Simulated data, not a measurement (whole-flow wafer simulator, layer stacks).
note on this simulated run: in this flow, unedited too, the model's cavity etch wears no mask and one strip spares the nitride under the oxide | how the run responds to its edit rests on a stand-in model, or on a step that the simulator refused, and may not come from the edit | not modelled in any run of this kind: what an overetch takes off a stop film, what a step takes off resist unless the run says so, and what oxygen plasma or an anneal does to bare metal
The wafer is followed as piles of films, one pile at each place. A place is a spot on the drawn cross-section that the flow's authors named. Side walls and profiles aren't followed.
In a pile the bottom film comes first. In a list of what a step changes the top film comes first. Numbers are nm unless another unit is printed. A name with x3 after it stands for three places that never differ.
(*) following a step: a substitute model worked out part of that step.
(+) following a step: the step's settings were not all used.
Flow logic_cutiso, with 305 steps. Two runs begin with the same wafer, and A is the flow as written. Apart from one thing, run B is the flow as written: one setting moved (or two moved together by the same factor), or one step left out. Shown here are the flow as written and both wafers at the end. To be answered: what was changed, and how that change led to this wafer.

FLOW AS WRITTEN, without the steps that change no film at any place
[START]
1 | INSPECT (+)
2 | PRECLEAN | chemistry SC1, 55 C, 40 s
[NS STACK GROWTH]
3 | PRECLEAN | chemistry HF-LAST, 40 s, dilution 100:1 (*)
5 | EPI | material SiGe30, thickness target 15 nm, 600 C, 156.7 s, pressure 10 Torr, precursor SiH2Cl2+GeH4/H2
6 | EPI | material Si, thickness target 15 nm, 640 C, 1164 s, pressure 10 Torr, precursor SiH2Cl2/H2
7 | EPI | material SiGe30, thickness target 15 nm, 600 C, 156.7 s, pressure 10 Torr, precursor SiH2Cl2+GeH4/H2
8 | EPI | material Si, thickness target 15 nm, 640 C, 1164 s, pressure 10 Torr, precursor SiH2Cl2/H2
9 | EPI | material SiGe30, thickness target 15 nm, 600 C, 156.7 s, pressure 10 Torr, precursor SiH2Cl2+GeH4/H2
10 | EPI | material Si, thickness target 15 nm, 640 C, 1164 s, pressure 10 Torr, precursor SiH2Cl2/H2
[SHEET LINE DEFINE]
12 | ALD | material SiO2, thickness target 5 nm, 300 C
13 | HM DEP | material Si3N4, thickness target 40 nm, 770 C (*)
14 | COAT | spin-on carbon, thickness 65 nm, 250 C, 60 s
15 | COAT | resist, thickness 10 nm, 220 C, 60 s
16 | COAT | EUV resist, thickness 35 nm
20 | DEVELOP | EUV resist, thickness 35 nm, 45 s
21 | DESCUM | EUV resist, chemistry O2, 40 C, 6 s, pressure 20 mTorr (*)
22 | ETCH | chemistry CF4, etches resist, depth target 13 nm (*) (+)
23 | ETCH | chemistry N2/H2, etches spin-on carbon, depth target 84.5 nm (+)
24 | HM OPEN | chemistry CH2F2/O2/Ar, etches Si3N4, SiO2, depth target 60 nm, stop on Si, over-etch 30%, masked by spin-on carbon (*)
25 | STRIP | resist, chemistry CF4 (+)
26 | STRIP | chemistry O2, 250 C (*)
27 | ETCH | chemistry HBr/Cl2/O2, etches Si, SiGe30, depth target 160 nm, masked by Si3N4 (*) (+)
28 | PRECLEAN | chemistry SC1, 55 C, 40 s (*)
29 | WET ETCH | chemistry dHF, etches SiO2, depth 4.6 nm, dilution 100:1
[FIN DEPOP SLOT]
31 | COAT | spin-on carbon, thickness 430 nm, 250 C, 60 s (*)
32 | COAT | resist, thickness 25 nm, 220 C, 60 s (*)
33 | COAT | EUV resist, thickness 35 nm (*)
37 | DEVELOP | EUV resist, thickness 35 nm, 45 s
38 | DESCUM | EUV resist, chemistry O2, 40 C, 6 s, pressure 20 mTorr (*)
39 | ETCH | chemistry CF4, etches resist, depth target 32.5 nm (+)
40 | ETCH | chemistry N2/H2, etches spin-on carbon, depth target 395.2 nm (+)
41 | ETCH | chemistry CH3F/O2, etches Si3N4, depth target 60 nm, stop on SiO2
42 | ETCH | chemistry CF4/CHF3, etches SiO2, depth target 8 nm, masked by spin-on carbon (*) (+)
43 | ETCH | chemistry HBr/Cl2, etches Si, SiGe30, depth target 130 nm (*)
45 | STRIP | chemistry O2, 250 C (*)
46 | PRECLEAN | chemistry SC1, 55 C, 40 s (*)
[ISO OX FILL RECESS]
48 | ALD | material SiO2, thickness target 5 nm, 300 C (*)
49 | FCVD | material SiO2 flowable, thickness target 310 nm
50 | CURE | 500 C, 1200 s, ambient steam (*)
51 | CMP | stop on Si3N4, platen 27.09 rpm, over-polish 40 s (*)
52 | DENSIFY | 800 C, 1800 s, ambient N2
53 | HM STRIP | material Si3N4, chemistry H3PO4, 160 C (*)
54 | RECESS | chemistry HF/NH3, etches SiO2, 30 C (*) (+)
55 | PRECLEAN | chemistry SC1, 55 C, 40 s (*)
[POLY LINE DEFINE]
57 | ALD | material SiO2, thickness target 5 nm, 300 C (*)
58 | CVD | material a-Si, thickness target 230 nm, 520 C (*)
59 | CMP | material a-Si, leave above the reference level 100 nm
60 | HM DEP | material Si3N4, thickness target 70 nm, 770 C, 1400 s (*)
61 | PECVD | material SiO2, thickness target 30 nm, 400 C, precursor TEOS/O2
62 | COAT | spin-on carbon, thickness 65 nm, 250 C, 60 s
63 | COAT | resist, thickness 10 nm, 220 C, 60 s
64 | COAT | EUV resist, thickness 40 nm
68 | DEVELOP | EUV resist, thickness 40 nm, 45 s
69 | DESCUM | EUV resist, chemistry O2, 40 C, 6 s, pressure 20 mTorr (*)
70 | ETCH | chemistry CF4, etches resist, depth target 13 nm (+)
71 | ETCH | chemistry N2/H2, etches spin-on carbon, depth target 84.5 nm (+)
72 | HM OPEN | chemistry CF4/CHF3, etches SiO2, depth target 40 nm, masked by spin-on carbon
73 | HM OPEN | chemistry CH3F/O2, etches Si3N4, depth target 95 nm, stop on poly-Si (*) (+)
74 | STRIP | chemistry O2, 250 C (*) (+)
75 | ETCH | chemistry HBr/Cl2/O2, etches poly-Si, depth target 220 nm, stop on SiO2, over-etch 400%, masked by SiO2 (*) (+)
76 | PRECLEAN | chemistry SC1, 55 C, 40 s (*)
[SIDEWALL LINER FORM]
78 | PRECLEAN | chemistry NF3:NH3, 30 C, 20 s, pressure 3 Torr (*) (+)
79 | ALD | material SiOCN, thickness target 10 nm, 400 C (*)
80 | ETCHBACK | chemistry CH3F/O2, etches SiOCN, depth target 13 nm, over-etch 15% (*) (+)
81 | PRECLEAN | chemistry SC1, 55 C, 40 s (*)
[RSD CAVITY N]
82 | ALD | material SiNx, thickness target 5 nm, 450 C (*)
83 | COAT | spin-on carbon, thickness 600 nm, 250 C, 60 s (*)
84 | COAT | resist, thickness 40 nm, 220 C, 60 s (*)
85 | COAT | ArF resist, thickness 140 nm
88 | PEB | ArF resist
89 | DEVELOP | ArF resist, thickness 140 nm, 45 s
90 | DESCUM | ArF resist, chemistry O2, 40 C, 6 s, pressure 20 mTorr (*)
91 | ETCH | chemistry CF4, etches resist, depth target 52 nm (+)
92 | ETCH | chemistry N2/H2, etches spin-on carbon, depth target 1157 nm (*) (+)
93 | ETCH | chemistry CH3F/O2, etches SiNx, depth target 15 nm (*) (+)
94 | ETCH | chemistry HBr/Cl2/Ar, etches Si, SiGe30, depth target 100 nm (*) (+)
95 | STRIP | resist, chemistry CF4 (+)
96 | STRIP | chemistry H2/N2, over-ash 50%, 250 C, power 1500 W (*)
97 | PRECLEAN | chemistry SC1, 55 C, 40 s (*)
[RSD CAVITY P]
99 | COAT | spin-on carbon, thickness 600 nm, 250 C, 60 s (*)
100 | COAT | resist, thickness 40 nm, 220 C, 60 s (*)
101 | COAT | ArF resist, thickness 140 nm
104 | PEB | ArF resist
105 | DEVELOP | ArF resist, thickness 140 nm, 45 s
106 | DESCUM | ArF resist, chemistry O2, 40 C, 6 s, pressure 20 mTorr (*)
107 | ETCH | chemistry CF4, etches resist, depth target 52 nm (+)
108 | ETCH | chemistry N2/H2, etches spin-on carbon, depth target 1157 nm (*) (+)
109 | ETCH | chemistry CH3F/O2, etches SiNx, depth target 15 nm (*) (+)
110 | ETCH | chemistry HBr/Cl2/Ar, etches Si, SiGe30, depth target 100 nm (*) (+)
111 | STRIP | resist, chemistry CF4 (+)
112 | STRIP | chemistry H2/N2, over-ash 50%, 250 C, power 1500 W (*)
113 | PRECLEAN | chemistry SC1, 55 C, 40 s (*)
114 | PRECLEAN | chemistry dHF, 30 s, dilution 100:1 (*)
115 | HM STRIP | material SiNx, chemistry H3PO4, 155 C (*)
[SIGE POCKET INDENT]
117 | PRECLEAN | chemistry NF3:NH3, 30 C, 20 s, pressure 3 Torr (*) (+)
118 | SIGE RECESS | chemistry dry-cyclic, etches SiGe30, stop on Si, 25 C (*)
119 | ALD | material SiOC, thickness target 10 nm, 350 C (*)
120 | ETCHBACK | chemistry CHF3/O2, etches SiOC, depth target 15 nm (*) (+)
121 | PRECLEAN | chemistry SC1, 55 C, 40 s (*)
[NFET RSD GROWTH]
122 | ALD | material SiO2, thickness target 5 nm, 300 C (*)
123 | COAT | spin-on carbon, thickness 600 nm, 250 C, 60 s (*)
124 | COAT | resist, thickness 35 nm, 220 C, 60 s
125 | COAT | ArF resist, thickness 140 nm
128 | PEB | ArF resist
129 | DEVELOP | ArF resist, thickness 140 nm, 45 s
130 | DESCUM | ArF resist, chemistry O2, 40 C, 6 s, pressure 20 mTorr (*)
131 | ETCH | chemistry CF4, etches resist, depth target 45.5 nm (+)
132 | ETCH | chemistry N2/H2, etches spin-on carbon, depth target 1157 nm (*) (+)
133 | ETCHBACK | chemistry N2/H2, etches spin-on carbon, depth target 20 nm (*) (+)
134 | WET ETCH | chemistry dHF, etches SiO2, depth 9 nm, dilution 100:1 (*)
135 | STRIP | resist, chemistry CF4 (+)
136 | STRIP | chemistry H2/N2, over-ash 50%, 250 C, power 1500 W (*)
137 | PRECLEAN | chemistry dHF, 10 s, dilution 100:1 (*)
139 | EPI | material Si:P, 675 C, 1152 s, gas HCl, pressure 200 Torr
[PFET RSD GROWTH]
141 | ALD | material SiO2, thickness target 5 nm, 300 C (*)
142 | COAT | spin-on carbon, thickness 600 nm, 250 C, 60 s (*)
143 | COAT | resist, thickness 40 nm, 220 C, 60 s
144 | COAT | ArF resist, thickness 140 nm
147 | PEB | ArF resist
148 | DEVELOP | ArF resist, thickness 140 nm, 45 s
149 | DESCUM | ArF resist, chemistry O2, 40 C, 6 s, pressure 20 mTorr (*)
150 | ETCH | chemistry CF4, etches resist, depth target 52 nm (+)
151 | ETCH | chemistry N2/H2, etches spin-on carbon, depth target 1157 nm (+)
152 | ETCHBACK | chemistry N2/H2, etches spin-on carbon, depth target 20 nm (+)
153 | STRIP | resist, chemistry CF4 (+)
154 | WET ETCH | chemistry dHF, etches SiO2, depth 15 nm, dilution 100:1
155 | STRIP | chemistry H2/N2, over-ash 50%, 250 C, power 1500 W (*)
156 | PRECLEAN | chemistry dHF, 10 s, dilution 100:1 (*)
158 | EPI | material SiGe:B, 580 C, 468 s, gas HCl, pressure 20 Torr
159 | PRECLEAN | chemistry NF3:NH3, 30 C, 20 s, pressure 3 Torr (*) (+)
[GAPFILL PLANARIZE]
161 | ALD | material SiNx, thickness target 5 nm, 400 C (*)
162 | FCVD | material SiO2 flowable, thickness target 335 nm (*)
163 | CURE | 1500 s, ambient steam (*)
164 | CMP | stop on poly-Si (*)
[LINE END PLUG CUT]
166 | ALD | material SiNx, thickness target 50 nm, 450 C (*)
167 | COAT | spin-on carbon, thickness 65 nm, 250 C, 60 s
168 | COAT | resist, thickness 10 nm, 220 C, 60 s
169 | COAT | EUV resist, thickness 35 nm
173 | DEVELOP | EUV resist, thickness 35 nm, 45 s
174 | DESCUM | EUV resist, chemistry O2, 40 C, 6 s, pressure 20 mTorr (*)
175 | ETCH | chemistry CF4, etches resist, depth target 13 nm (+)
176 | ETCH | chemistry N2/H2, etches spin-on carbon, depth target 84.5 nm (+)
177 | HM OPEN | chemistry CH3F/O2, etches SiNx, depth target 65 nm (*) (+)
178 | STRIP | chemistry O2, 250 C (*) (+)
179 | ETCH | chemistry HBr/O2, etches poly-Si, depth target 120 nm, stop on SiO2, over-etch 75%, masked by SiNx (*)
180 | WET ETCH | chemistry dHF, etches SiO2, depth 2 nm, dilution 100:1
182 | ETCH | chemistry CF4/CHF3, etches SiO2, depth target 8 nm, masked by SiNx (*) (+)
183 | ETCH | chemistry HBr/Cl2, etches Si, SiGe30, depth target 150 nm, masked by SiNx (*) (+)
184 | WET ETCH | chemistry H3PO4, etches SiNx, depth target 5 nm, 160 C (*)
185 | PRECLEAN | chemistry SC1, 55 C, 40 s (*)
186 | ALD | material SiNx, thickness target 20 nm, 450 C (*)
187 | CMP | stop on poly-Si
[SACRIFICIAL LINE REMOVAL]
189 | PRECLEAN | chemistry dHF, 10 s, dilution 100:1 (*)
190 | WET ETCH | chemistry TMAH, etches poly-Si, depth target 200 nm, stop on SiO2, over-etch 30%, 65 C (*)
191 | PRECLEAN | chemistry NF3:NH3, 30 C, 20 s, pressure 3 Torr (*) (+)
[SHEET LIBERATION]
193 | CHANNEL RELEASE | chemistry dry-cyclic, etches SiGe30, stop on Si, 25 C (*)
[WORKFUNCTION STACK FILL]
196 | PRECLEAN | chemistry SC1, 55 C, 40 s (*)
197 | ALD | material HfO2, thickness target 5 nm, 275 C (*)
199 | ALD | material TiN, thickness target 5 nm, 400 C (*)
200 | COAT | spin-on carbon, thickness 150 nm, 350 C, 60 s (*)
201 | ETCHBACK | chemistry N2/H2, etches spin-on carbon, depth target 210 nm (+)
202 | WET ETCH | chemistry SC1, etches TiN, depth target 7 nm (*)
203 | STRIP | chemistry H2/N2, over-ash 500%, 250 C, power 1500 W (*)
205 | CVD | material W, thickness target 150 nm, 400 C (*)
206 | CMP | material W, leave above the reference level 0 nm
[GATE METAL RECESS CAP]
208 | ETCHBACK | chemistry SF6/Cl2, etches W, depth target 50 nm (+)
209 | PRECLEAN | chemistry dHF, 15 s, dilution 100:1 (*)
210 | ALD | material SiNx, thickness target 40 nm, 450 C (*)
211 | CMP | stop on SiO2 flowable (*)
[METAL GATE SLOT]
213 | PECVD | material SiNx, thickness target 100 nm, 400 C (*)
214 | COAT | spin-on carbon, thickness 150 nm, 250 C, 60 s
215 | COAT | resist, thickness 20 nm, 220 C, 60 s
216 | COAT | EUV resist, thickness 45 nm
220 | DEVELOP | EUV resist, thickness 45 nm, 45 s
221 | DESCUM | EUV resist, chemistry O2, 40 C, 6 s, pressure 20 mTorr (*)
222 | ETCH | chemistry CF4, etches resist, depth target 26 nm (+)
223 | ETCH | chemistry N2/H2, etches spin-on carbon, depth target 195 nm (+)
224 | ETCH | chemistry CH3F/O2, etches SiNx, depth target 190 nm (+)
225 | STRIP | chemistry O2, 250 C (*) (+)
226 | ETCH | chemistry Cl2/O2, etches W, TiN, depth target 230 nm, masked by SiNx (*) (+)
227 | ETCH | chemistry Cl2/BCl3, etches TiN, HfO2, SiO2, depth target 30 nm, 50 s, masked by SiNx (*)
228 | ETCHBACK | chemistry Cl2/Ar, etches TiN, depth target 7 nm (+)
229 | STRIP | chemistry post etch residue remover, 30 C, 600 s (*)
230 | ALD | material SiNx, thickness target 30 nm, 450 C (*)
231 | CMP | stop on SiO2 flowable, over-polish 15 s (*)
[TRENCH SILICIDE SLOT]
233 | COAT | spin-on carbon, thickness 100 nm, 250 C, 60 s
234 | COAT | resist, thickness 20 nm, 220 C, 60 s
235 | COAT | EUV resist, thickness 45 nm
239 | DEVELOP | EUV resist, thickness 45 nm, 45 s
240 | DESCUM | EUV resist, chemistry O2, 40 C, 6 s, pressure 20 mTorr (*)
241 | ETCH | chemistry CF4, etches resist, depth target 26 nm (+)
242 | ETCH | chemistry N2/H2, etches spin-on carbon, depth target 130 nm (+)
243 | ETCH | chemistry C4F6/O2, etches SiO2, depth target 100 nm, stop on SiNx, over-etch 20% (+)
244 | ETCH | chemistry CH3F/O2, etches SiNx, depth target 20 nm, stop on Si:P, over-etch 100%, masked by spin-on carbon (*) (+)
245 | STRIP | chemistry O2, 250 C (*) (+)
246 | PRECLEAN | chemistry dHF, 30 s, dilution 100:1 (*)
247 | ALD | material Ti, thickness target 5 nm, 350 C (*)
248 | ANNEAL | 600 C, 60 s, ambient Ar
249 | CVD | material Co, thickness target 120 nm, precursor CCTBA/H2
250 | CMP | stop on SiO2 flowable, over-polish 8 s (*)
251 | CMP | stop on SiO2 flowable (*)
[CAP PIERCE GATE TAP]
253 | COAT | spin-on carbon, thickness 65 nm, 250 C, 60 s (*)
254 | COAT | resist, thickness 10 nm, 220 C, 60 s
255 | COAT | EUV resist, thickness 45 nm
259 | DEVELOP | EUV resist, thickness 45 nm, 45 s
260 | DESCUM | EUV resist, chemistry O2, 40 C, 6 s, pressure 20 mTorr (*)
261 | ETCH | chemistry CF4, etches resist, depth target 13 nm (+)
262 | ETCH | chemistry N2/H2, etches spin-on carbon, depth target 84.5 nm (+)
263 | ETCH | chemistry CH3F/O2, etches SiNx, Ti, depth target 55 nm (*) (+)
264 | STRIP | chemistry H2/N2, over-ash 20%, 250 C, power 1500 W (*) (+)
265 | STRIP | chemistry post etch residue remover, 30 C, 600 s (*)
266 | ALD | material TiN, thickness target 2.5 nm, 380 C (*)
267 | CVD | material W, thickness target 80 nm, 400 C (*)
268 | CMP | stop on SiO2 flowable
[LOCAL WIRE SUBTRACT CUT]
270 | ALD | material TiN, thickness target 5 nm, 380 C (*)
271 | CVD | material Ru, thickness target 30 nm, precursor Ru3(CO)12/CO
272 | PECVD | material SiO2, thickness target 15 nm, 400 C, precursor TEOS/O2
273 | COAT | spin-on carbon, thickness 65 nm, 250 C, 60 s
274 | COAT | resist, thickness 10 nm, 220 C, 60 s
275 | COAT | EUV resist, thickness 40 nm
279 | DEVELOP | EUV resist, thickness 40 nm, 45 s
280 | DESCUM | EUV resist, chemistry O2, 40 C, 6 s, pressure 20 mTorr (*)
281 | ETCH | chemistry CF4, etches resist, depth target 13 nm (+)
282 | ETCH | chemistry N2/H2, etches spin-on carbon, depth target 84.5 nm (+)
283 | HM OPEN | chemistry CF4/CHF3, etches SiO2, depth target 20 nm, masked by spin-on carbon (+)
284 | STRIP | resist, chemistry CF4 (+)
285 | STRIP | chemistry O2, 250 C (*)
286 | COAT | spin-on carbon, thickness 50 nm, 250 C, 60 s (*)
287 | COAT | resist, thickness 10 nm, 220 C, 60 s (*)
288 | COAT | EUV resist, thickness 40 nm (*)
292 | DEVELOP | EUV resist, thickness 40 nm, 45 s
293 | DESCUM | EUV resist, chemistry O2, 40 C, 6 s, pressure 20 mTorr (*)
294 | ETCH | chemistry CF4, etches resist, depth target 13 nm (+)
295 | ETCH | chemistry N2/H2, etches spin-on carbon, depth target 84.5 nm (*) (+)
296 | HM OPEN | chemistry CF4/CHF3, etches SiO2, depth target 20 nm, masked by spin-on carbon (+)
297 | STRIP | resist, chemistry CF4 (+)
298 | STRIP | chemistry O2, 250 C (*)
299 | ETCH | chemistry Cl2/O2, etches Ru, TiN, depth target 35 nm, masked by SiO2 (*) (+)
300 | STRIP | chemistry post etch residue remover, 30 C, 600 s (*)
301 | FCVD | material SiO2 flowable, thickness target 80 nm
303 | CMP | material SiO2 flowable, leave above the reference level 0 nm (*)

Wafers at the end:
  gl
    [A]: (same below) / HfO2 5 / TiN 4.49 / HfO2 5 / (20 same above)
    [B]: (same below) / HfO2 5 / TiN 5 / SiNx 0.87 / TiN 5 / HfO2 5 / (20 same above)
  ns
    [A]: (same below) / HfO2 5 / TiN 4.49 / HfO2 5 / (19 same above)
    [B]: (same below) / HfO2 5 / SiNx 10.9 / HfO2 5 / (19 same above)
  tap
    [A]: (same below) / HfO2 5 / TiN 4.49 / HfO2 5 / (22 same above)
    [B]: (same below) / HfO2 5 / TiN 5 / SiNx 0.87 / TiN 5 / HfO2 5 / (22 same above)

Cause: step 5, EPI: thickness target 21.4 nm was run, though the flow has thickness target 15 nm; step 5, EPI: 223.3 s was run, where the flow has 156.7 s.

Step by step, how the change led to this:
  5 | EPI | material SiGe30, thickness target 15 nm, 600 C, 156.7 s, pressure 10 Torr, precursor SiH2Cl2+GeH4/H2
      depop, dpovl, gfld and 19 more: A SiGe30 gains 15 (new film) | B SiGe30 gains 21.4 (new film)
  27 | ETCH | chemistry HBr/Cl2/O2, etches Si, SiGe30, depth target 160 nm, masked by Si3N4 (*) (+)
      gfld, gxf, iso, lnri: A chemical SiO2 loses 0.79 (all of it), Si loses 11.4 (all of it), SiGe30 loses 15 (all of it), Si loses 15 (all of it), SiGe30 loses 15 (all of it), Si loses 15 (all of it), SiGe30 loses 15 (all of it), Si loses 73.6 | B chemical SiO2 loses 0.79 (all of it), Si loses 11.4 (all of it), SiGe30 loses 15 (all of it), Si loses 15 (all of it), SiGe30 loses 15 (all of it), Si loses 15 (all of it), SiGe30 loses 21.4 (all of it), Si loses 67.3
      dpovl, nsgap: A chemical SiO2 loses 0.79 (all of it), Si loses 11.8 (all of it), SiGe30 loses 15 (all of it), Si loses 15 (all of it), SiGe30 loses 15 (all of it), Si loses 15 (all of it), SiGe30 loses 15 (all of it), Si loses 73.2 | B chemical SiO2 loses 0.79 (all of it), Si loses 11.8 (all of it), SiGe30 loses 15 (all of it), Si loses 15 (all of it), SiGe30 loses 15 (all of it), Si loses 15 (all of it), SiGe30 loses 21.4 (all of it), Si loses 66.9
      (also at 1 further place)
  43 | ETCH | chemistry HBr/Cl2, etches Si, SiGe30, depth target 130 nm (*)
      depop: A Si loses 14 (all of it), SiGe30 loses 15 (all of it), Si loses 15 (all of it), SiGe30 loses 15 (all of it), Si loses 15 (all of it), SiGe30 loses 15 (all of it), Si loses 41 | B Si loses 14 (all of it), SiGe30 loses 15 (all of it), Si loses 15 (all of it), SiGe30 loses 15 (all of it), Si loses 15 (all of it), SiGe30 loses 21.4 (all of it), Si loses 34.6
  94 | ETCH | chemistry HBr/Cl2/Ar, etches Si, SiGe30, depth target 100 nm (*) (+)
      rsdn, rsdx: A chemical SiO2 loses 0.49 (all of it), Si loses 12.8 (all of it), SiGe30 loses 15 (all of it), Si loses 15 (all of it), SiGe30 loses 15 (all of it), Si loses 15 (all of it), SiGe30 loses 15 (all of it), Si loses 12.2 | B chemical SiO2 loses 0.49 (all of it), Si loses 12.8 (all of it), SiGe30 loses 15 (all of it), Si loses 15 (all of it), SiGe30 loses 15 (all of it), Si loses 15 (all of it), SiGe30 loses 21.4 (all of it), Si loses 5.78
  110 | ETCH | chemistry HBr/Cl2/Ar, etches Si, SiGe30, depth target 100 nm (*) (+)
      rsdp, rsdw: A chemical SiO2 loses 0.49 (all of it), Si loses 12.8 (all of it), SiGe30 loses 15 (all of it), Si loses 15 (all of it), SiGe30 loses 15 (all of it), Si loses 15 (all of it), SiGe30 loses 15 (all of it), Si loses 12.2 | B chemical SiO2 loses 0.49 (all of it), Si loses 12.8 (all of it), SiGe30 loses 15 (all of it), Si loses 15 (all of it), SiGe30 loses 15 (all of it), Si loses 15 (all of it), SiGe30 loses 21.4 (all of it), Si loses 5.78
  118 | SIGE RECESS | chemistry dry-cyclic, etches SiGe30, stop on Si, 25 C (*)
      lnr, lnrp, lnrt: A SiOCN loses 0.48, Si loses 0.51, cavity gains 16 (new film), SiGe30 loses 15 (all of it), Si loses 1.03, cavity gains 16 (new film), SiGe30 loses 15 (all of it), Si loses 1.03, cavity gains 16 (new film), SiGe30 loses 15 (all of it), Si loses 0.51 | B SiOCN loses 0.48, Si loses 0.51, cavity gains 16 (new film), SiGe30 loses 15 (all of it), Si loses 1.03, cavity gains 16 (new film), SiGe30 loses 15 (all of it), Si loses 1.03, cavity gains 22.4 (new film), SiGe30 loses 21.4 (all of it), Si loses 0.51
  119 | ALD | material SiOC, thickness target 10 nm, 350 C (*)
      lnr, lnrp, lnrt: A SiOC gains 10 (new film), SiOC gains 16 (new film), cavity loses 16 (all of it), SiOC gains 16 (new film), cavity loses 16 (all of it), SiOC gains 16 (new film), cavity loses 16 (all of it) | B SiOC gains 10 (new film), SiOC gains 16 (new film), cavity loses 16 (all of it), SiOC gains 16 (new film), cavity loses 16 (all of it), SiOC gains 22.4 (new film), cavity loses 22.4 (all of it)
  183 | ETCH | chemistry HBr/Cl2, etches Si, SiGe30, depth target 150 nm, masked by SiNx (*) (+)
      plug: A Si loses 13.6 (all of it), SiGe30 loses 15 (all of it), Si loses 15 (all of it), SiGe30 loses 15 (all of it), Si loses 15 (all of it), SiGe30 loses 15 (all of it), Si loses 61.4 | B Si loses 13.6 (all of it), SiGe30 loses 15 (all of it), Si loses 15 (all of it), SiGe30 loses 15 (all of it), Si loses 15 (all of it), SiGe30 loses 21.4 (all of it), Si loses 55.1
  193 | CHANNEL RELEASE | chemistry dry-cyclic, etches SiGe30, stop on Si, 25 C (*)
      gl, glp, gxn, gxp, ns, tap: A chemical SiO2 gains 0.8 (new film), Si loses 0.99, chemical SiO2 gains 0.8 (new film), cavity gains 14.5 (new film), chemical SiO2 gains 0.8 (new film), SiGe30 loses 15 (all of it), Si loses 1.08, chemical SiO2 gains 0.8 (new film), cavity gains 14.5 (new film), chemical SiO2 gains 0.8 (new film), SiGe30 loses 15 (all of it), Si loses 1.08, chemical SiO2 gains 0.8 (new film), cavity gains 14.5 (new film), chemical SiO2 gains 0.8 (new film), SiGe30 loses 15 (all of it), Si loses 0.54 | B chemical SiO2 gains 0.8 (new film), Si loses 0.99, chemical SiO2 gains 0.8 (new film), cavity gains 14.5 (new film), chemical SiO2 gains 0.8 (new film), SiGe30 loses 15 (all of it), Si loses 1.08, chemical SiO2 gains 0.8 (new film), cavity gains 14.5 (new film), chemical SiO2 gains 0.8 (new film), SiGe30 loses 15 (all of it), Si loses 1.08, chemical SiO2 gains 0.8 (new film), cavity gains 20.9 (new film), chemical SiO2 gains 0.8 (new film), SiGe30 loses 21.4 (all of it), Si loses 0.54
  199 | ALD | material TiN, thickness target 5 nm, 400 C (*)
      gl, glp, tap: A TiN gains 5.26 (new film), TiN gains 4.49 (new film), cavity loses 4.49 (all of it), TiN gains 4.49 (new film), cavity loses 4.49 (all of it), TiN gains 4.49 (new film), cavity loses 4.49 (all of it) | B TiN gains 5.26 (new film), TiN gains 4.49 (new film), cavity loses 4.49 (all of it), TiN gains 4.49 (new film), cavity loses 4.49 (all of it), TiN gains 5 (new film), cavity loses 10, TiN gains 5 (new film)
      gxn, gxp, ns: A TiN gains 5 (new film), TiN gains 4.49 (new film), cavity loses 4.49 (all of it), TiN gains 4.49 (new film), cavity loses 4.49 (all of it), TiN gains 4.49 (new film), cavity loses 4.49 (all of it) | B TiN gains 5 (new film), TiN gains 4.49 (new film), cavity loses 4.49 (all of it), TiN gains 4.49 (new film), cavity loses 4.49 (all of it), TiN gains 5 (new film), cavity loses 10, TiN gains 5 (new film)
  202 | WET ETCH | chemistry SC1, etches TiN, depth target 7 nm (*)
      ns: A TiN loses 5 (all of it) | B TiN loses 5 (all of it), TiN loses 5 (all of it), cavity gains 10, TiN loses 5 (all of it)
  210 | ALD | material SiNx, thickness target 40 nm, 450 C (*)
      gl, glp, gxn, gxp, tap: A SiNx gains 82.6 (new film) | B SiNx gains 82.6 (new film), SiNx gains 0.87 (new film), cavity loses 0.87 (all of it)
      ns: A SiNx gains 40 (new film) | B SiNx gains 40 (new film), SiNx gains 10.9 (new film), cavity loses 10.9 (all of it)
With metal films that touch counted as one body, gl has 5 bodies (between them, from the top down: HfO2 5 / chemical SiO2 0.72 / Si 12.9 / chemical SiO2 0.8 / HfO2 5; HfO2 5 / chemical SiO2 0.8 / Si 13.9 / chemical SiO2 0.8 / HfO2 5; HfO2 5 / chemical SiO2 0.8 / Si 13.9 / chemical SiO2 0.8 / HfO2 5; SiNx 0.87); the flow as written gives 4 bodies (between them, from the top down: HfO2 5 / chemical SiO2 0.72 / Si 12.9 / chemical SiO2 0.8 / HfO2 5; HfO2 5 / chemical SiO2 0.8 / Si 13.9 / chemical SiO2 0.8 / HfO2 5; HfO2 5 / chemical SiO2 0.8 / Si 13.9 / chemical SiO2 0.8 / HfO2 5).
With metal films that touch counted as one body, ns has 3 bodies (between them, from the top down: HfO2 5 / chemical SiO2 0.72 / Si 12.9 / chemical SiO2 0.8 / HfO2 5; HfO2 5 / chemical SiO2 0.8 / Si 13.9 / chemical SiO2 0.8 / HfO2 5); the flow as written gives 4 bodies (between them, from the top down: HfO2 5 / chemical SiO2 0.72 / Si 12.9 / chemical SiO2 0.8 / HfO2 5; HfO2 5 / chemical SiO2 0.8 / Si 13.9 / chemical SiO2 0.8 / HfO2 5; HfO2 5 / chemical SiO2 0.8 / Si 13.9 / chemical SiO2 0.8 / HfO2 5).
With metal films that touch counted as one body, tap has 5 bodies (between them, from the top down: HfO2 5 / chemical SiO2 0.72 / Si 12.9 / chemical SiO2 0.8 / HfO2 5; HfO2 5 / chemical SiO2 0.8 / Si 13.9 / chemical SiO2 0.8 / HfO2 5; HfO2 5 / chemical SiO2 0.8 / Si 13.9 / chemical SiO2 0.8 / HfO2 5; SiNx 0.87); the flow as written gives 4 bodies (between them, from the top down: HfO2 5 / chemical SiO2 0.72 / Si 12.9 / chemical SiO2 0.8 / HfO2 5; HfO2 5 / chemical SiO2 0.8 / Si 13.9 / chemical SiO2 0.8 / HfO2 5; HfO2 5 / chemical SiO2 0.8 / Si 13.9 / chemical SiO2 0.8 / HfO2 5).
